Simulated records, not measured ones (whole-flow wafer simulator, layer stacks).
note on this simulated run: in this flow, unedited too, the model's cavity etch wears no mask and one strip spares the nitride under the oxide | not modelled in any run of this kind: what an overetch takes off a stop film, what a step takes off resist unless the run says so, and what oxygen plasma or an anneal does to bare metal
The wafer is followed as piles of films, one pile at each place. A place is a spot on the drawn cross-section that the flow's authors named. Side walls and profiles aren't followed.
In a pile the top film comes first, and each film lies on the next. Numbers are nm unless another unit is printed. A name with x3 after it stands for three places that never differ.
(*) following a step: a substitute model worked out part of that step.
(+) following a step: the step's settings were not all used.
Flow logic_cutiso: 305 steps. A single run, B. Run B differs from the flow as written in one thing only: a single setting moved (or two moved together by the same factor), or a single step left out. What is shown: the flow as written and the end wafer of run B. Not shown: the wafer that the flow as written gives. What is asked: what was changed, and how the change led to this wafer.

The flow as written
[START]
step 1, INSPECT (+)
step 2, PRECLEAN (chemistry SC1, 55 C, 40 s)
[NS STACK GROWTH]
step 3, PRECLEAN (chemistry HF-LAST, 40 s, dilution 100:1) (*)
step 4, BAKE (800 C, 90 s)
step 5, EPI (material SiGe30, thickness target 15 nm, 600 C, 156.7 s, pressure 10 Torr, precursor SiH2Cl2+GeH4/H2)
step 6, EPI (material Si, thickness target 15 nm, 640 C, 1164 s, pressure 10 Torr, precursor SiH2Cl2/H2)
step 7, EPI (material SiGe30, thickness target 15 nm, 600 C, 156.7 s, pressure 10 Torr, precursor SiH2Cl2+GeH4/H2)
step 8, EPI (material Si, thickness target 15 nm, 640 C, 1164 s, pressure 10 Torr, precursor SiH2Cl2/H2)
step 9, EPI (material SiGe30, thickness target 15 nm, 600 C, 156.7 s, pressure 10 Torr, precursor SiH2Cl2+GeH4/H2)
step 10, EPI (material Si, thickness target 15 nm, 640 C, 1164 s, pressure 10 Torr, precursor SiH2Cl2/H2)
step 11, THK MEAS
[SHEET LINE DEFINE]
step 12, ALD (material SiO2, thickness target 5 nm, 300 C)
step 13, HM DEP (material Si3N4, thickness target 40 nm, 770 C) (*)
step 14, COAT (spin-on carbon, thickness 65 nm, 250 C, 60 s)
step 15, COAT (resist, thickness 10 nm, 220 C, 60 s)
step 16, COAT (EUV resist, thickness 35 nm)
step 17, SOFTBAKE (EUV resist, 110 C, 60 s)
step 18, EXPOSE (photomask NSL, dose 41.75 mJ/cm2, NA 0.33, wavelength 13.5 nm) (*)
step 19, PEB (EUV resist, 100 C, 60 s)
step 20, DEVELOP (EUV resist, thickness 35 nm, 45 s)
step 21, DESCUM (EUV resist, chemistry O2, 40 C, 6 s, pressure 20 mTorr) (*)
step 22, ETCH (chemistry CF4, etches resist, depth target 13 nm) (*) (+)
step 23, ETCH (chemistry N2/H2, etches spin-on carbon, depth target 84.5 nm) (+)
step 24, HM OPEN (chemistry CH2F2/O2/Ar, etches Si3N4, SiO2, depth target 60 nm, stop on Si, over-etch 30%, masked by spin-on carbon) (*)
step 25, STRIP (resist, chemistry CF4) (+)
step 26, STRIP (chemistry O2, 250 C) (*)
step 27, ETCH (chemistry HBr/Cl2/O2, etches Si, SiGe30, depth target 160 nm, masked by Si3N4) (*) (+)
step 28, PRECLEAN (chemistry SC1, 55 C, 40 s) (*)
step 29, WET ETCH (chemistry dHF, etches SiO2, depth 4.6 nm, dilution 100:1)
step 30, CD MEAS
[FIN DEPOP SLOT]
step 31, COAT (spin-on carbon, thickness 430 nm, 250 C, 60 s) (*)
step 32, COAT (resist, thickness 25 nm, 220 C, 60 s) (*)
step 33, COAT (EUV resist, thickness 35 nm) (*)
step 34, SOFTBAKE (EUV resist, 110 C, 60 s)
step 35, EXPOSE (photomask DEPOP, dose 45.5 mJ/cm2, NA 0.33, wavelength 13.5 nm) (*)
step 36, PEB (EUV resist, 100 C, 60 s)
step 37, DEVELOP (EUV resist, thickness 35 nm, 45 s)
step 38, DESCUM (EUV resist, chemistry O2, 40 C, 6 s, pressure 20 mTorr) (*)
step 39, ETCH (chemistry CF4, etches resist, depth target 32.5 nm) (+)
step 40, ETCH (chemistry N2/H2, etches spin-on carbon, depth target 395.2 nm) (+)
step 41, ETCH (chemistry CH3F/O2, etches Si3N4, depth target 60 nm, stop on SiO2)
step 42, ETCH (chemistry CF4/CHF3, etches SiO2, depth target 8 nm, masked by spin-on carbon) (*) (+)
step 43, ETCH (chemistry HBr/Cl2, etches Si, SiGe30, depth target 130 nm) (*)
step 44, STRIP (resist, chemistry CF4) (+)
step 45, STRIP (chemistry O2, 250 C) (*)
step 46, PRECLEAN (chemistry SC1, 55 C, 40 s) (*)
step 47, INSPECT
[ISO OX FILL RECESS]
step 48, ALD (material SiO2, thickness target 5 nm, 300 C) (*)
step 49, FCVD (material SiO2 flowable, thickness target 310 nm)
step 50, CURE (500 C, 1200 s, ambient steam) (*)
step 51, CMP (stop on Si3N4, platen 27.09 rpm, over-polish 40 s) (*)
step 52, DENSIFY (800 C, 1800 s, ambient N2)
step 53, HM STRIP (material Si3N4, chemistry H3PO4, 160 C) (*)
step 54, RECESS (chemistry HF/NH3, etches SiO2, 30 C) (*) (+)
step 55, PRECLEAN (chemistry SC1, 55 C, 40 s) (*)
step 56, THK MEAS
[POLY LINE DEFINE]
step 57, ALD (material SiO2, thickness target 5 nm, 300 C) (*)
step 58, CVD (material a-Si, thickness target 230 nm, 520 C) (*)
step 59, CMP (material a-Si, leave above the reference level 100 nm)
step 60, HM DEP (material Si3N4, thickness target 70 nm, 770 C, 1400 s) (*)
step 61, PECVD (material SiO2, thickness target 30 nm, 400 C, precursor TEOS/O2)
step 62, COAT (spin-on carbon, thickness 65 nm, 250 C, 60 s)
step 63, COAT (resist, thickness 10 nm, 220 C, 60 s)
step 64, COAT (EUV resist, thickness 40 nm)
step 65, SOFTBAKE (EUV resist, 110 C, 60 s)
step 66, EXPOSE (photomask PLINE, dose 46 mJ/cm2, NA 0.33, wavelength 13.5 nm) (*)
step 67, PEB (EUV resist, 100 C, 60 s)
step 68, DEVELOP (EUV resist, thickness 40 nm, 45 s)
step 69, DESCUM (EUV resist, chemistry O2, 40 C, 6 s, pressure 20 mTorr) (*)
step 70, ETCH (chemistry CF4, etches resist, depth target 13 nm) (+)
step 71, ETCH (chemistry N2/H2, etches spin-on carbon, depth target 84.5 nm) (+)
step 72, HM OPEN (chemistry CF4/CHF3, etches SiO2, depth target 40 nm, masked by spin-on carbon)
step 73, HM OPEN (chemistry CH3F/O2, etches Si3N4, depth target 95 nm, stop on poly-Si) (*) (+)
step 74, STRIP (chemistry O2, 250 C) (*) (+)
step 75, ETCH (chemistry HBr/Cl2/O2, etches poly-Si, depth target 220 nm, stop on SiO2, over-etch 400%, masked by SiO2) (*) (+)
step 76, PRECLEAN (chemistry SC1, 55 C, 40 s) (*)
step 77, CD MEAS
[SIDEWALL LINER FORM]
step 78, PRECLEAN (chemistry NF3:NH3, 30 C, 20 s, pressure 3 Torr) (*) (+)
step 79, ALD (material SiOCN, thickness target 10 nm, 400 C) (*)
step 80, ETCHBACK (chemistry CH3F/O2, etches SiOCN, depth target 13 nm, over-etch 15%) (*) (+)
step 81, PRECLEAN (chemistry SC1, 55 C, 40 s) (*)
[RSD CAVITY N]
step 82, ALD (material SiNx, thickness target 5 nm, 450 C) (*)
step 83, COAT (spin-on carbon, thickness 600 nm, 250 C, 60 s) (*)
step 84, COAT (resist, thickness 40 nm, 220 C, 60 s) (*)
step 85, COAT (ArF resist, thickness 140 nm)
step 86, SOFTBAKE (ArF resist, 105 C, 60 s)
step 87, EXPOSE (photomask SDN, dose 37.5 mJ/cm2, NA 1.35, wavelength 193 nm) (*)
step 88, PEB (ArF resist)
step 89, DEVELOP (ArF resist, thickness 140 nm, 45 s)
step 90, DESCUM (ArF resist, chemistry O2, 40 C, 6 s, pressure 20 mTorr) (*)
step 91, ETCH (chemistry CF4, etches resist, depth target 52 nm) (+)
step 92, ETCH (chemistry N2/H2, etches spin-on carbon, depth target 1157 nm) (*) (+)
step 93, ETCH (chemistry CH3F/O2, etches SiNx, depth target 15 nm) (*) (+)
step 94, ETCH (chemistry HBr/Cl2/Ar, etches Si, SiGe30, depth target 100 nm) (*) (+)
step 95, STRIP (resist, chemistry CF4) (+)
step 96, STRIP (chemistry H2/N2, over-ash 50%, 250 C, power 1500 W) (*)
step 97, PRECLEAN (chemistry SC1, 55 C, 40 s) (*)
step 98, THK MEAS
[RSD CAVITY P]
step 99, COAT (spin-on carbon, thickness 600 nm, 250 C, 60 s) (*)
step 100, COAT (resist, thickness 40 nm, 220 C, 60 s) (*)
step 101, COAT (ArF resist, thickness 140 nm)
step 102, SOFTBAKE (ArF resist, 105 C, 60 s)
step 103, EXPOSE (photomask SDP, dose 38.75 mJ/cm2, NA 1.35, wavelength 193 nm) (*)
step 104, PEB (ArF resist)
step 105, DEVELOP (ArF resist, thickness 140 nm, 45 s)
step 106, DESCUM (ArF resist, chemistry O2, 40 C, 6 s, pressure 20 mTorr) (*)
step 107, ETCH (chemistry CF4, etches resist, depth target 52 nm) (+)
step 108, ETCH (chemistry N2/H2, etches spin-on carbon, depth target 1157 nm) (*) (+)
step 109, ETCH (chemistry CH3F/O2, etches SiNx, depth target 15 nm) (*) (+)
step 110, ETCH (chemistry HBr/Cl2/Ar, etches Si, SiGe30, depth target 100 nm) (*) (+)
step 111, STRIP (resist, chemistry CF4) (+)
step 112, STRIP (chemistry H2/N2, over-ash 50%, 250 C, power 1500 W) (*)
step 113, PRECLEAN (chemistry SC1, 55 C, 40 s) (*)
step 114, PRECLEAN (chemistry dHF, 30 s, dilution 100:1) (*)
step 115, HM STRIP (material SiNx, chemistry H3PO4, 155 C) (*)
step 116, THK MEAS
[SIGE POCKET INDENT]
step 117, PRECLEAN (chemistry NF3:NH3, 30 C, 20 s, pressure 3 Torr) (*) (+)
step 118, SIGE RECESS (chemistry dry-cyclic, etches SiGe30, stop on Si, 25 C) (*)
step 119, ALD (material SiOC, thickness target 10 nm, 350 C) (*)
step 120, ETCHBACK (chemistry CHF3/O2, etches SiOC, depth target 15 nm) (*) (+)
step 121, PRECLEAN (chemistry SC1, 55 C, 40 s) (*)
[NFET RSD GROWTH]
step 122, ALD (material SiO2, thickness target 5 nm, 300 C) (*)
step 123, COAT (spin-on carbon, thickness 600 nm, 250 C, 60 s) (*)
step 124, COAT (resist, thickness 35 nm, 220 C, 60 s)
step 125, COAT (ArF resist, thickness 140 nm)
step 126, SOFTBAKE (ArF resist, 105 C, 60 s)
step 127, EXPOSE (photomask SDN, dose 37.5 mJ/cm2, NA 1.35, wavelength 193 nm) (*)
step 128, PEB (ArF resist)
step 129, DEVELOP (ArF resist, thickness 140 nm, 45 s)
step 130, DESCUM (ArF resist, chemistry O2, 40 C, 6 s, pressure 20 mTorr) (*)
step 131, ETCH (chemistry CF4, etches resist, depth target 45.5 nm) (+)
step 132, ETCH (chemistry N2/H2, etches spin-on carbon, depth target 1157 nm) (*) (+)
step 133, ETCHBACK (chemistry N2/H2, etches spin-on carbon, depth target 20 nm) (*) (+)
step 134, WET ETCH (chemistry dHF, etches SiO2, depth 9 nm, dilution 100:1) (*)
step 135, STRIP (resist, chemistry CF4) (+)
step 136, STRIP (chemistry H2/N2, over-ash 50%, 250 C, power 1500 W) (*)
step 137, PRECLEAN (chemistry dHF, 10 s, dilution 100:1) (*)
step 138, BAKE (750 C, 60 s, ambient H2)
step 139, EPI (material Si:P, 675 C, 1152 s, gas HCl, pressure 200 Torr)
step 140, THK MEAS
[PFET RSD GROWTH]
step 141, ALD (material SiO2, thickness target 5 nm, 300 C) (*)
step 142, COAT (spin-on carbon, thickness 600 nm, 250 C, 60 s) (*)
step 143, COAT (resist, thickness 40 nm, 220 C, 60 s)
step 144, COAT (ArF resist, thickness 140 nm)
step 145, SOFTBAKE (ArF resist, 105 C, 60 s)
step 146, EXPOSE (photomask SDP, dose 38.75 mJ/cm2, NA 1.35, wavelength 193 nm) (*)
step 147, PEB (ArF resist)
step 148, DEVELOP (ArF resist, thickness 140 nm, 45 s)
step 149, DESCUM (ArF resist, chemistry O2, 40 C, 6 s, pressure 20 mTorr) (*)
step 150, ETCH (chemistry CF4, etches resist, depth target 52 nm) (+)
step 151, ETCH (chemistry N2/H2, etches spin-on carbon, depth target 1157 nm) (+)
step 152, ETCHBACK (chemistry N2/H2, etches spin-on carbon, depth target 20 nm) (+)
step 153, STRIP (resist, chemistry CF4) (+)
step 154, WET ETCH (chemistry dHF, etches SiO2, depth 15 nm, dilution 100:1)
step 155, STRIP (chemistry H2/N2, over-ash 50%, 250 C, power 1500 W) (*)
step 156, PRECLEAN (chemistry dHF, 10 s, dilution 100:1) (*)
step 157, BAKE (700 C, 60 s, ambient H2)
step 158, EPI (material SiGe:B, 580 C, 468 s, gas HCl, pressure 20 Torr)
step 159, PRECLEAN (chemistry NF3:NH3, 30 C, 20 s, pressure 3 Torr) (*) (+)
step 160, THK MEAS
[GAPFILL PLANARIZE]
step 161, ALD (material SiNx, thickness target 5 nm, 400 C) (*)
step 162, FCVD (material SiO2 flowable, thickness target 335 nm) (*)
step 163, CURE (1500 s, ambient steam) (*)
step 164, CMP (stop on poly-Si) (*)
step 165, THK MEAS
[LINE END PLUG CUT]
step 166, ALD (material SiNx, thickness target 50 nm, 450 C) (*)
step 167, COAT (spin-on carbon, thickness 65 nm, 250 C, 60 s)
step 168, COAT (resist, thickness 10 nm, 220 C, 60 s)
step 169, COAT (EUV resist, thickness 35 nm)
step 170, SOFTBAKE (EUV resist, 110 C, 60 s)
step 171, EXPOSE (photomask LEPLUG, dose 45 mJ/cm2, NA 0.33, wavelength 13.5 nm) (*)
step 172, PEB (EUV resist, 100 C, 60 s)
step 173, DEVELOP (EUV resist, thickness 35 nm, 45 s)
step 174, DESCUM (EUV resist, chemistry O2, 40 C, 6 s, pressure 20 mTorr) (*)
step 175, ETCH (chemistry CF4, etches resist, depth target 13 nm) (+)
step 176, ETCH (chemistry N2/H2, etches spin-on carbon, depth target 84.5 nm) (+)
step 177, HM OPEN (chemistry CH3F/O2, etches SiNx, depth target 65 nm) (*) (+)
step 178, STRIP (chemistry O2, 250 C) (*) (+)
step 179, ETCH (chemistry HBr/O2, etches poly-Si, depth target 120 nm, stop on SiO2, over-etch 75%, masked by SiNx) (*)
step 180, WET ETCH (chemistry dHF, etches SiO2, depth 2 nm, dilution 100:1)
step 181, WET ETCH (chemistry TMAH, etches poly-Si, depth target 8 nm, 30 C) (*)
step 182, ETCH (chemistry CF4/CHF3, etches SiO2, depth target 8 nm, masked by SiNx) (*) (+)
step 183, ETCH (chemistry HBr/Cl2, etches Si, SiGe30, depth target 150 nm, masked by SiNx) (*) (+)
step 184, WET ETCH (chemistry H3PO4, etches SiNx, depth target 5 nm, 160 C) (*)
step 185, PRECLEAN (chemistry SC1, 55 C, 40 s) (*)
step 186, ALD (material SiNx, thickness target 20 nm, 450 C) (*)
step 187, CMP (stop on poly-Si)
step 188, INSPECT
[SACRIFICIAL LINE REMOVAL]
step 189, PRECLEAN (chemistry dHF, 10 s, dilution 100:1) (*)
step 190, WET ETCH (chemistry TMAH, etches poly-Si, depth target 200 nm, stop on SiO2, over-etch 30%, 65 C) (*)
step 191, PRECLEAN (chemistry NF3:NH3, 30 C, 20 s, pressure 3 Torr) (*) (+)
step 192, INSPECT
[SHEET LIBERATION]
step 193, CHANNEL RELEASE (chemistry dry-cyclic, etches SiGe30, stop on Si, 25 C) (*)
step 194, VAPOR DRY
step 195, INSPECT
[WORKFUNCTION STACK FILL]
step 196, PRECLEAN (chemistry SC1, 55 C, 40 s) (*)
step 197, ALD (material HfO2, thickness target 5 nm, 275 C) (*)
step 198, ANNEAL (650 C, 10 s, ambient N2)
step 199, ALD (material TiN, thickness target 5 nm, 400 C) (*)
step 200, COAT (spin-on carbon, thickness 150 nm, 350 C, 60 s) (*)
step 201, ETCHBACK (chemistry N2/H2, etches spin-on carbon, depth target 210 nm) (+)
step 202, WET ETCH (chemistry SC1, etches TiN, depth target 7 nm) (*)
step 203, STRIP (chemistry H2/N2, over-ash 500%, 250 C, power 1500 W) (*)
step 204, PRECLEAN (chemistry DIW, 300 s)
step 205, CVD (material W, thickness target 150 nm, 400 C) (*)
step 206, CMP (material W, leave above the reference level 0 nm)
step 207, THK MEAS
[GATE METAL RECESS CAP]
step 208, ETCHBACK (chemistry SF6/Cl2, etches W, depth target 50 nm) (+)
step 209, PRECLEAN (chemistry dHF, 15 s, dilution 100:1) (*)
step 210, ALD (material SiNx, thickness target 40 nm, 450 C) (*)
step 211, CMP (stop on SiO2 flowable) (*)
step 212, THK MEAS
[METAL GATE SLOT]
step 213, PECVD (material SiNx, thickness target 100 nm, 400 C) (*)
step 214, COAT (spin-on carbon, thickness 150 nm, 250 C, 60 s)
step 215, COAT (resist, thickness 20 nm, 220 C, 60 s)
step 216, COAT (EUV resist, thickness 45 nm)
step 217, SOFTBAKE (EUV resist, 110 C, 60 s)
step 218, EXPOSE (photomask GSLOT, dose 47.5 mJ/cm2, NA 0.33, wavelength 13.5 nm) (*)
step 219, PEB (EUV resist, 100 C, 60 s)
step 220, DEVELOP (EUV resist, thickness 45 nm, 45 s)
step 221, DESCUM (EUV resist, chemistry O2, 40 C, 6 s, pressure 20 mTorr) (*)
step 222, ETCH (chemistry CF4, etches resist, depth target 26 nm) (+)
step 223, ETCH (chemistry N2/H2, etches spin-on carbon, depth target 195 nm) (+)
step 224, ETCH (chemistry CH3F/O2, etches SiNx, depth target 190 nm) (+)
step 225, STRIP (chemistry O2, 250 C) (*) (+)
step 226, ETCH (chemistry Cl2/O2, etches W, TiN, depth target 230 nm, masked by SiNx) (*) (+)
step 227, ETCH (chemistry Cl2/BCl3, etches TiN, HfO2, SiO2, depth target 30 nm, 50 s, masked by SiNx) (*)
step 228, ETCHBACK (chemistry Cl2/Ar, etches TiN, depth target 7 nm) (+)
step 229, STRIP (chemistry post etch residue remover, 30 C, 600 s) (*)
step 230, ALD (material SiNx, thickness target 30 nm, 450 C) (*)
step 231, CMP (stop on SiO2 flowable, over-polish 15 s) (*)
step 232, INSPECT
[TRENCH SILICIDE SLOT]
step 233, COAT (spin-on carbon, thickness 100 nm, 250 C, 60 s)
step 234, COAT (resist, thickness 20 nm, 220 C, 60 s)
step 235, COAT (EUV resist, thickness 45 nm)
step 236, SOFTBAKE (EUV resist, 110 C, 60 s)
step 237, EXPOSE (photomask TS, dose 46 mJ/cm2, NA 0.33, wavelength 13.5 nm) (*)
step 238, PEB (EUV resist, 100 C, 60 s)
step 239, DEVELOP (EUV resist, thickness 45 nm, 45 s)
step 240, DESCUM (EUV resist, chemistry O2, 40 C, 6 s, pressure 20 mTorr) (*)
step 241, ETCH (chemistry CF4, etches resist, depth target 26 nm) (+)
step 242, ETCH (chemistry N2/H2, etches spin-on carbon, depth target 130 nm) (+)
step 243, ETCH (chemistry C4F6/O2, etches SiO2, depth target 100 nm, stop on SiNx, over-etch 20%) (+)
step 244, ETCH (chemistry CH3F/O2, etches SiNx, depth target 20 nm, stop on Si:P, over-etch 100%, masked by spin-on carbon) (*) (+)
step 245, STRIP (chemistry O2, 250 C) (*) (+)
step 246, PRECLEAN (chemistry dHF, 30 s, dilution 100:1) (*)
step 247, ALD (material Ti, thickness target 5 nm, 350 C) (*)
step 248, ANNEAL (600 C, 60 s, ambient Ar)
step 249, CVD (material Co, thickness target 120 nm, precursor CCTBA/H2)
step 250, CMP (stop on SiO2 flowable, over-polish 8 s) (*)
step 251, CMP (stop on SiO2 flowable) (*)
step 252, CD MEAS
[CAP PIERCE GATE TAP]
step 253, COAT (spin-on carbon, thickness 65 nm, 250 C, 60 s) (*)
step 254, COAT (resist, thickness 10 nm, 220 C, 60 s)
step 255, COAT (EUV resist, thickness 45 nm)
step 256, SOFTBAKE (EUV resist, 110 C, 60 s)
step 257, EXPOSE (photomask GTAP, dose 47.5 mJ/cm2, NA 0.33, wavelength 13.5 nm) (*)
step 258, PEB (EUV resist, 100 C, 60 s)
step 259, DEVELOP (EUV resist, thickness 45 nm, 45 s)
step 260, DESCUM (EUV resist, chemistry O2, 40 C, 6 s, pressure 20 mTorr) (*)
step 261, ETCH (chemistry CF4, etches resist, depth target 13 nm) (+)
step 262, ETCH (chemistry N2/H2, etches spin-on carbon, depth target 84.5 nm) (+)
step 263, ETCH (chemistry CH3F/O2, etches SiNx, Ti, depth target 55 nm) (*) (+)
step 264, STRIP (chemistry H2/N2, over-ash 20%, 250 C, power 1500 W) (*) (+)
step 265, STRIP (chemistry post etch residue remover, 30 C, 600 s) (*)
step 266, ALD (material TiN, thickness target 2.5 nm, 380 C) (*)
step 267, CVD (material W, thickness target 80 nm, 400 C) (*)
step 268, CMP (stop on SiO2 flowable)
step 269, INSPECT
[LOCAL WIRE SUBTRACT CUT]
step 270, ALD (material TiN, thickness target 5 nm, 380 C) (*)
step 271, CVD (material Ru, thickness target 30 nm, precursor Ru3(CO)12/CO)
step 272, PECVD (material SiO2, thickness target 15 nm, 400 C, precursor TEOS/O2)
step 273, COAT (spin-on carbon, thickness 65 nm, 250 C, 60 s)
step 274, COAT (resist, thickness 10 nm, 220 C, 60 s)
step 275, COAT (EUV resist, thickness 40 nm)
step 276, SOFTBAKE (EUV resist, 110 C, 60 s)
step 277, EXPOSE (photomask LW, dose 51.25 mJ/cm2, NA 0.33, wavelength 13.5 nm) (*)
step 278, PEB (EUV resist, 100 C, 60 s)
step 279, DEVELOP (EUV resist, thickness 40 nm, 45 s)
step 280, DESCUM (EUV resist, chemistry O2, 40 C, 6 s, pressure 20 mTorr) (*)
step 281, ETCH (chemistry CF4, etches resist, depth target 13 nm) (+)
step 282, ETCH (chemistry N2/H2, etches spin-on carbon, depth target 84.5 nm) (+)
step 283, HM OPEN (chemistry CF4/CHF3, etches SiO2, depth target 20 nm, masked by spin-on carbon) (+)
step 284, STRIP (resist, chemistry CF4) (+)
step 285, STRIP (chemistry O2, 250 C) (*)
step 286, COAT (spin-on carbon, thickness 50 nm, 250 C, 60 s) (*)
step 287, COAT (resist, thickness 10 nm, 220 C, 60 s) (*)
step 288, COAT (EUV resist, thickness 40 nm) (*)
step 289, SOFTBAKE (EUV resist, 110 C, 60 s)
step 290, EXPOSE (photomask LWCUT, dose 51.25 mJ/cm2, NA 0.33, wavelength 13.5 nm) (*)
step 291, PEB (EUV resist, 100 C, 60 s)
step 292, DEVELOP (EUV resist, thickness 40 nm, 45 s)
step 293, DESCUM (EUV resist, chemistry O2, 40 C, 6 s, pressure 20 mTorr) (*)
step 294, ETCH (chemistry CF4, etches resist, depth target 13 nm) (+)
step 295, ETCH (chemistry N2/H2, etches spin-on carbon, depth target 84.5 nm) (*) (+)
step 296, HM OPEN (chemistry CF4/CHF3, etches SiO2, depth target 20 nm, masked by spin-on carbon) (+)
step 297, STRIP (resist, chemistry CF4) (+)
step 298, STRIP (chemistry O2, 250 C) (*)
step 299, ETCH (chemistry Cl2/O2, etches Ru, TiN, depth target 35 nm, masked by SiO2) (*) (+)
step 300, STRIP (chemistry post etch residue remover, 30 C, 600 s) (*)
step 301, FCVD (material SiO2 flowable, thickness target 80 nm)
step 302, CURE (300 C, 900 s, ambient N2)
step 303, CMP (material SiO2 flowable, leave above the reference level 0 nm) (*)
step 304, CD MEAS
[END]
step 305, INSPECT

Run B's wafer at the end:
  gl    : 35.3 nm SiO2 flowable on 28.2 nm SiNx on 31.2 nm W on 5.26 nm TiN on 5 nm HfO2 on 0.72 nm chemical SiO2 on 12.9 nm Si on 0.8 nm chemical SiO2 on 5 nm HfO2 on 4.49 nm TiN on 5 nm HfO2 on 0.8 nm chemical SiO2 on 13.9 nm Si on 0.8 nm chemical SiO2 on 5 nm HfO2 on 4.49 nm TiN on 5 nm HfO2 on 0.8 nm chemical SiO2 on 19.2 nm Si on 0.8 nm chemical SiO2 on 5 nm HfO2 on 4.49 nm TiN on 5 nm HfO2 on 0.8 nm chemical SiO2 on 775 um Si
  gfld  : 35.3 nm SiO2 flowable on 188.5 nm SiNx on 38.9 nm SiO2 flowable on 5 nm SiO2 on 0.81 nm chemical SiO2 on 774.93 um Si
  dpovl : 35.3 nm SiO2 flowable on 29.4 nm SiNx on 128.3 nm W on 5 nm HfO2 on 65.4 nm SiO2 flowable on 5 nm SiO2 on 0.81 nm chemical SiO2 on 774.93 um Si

What caused this: step 6, EPI: thickness target 20.2 nm was run, while the flow as written has thickness target 15 nm; step 6, EPI: 1572 s was run, where the flow has 1164 s.

Step by step, how the change led to this:
  step 6, EPI (material Si, thickness target 15 nm, 640 C, 1164 s, pressure 10 Torr, precursor SiH2Cl2/H2)
      depop, dpovl, gfld and 19 more: Si gains 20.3 (new film) (in the flow as written it would be: Si gains 15 (new film))
  step 27, ETCH (chemistry HBr/Cl2/O2, etches Si, SiGe30, depth target 160 nm, masked by Si3N4) (*) (+)
      gfld, gxf, iso, lnri: chemical SiO2 loses 0.79 (all of it), Si loses 11.4 (all of it), SiGe30 loses 15 (all of it), Si loses 15 (all of it), SiGe30 loses 15 (all of it), Si loses 20.3 (all of it), SiGe30 loses 15 (all of it), Si loses 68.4 (in the flow as written it would be: chemical SiO2 loses 0.79 (all of it), Si loses 11.4 (all of it), SiGe30 loses 15 (all of it), Si loses 15 (all of it), SiGe30 loses 15 (all of it), Si loses 15 (all of it), SiGe30 loses 15 (all of it), Si loses 73.6)
      dpovl, nsgap: chemical SiO2 loses 0.79 (all of it), Si loses 11.8 (all of it), SiGe30 loses 15 (all of it), Si loses 15 (all of it), SiGe30 loses 15 (all of it), Si loses 20.3 (all of it), SiGe30 loses 15 (all of it), Si loses 68 (in the flow as written it would be: chemical SiO2 loses 0.79 (all of it), Si loses 11.8 (all of it), SiGe30 loses 15 (all of it), Si loses 15 (all of it), SiGe30 loses 15 (all of it), Si loses 15 (all of it), SiGe30 loses 15 (all of it), Si loses 73.2)
      (and at 1 other place as well)
  step 43, ETCH (chemistry HBr/Cl2, etches Si, SiGe30, depth target 130 nm) (*)
      depop: Si loses 14 (all of it), SiGe30 loses 15 (all of it), Si loses 15 (all of it), SiGe30 loses 15 (all of it), Si loses 20.3 (all of it), SiGe30 loses 15 (all of it), Si loses 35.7 (in the flow as written it would be: Si loses 14 (all of it), SiGe30 loses 15 (all of it), Si loses 15 (all of it), SiGe30 loses 15 (all of it), Si loses 15 (all of it), SiGe30 loses 15 (all of it), Si loses 41)
  step 94, ETCH (chemistry HBr/Cl2/Ar, etches Si, SiGe30, depth target 100 nm) (*) (+)
      rsdn, rsdx: chemical SiO2 loses 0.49 (all of it), Si loses 12.8 (all of it), SiGe30 loses 15 (all of it), Si loses 15 (all of it), SiGe30 loses 15 (all of it), Si loses 20.3 (all of it), SiGe30 loses 15 (all of it), Si loses 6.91 (in the flow as written it would be: chemical SiO2 loses 0.49 (all of it), Si loses 12.8 (all of it), SiGe30 loses 15 (all of it), Si loses 15 (all of it), SiGe30 loses 15 (all of it), Si loses 15 (all of it), SiGe30 loses 15 (all of it), Si loses 12.2)
  step 110, ETCH (chemistry HBr/Cl2/Ar, etches Si, SiGe30, depth target 100 nm) (*) (+)
      rsdp, rsdw: chemical SiO2 loses 0.49 (all of it), Si loses 12.8 (all of it), SiGe30 loses 15 (all of it), Si loses 15 (all of it), SiGe30 loses 15 (all of it), Si loses 20.3 (all of it), SiGe30 loses 15 (all of it), Si loses 6.91 (in the flow as written it would be: chemical SiO2 loses 0.49 (all of it), Si loses 12.8 (all of it), SiGe30 loses 15 (all of it), Si loses 15 (all of it), SiGe30 loses 15 (all of it), Si loses 15 (all of it), SiGe30 loses 15 (all of it), Si loses 12.2)
  step 183, ETCH (chemistry HBr/Cl2, etches Si, SiGe30, depth target 150 nm, masked by SiNx) (*) (+)
      plug: Si loses 13.6 (all of it), SiGe30 loses 15 (all of it), Si loses 15 (all of it), SiGe30 loses 15 (all of it), Si loses 20.3 (all of it), SiGe30 loses 15 (all of it), Si loses 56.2 (in the flow as written it would be: Si loses 13.6 (all of it), SiGe30 loses 15 (all of it), Si loses 15 (all of it), SiGe30 loses 15 (all of it), Si loses 15 (all of it), SiGe30 loses 15 (all of it), Si loses 61.4)
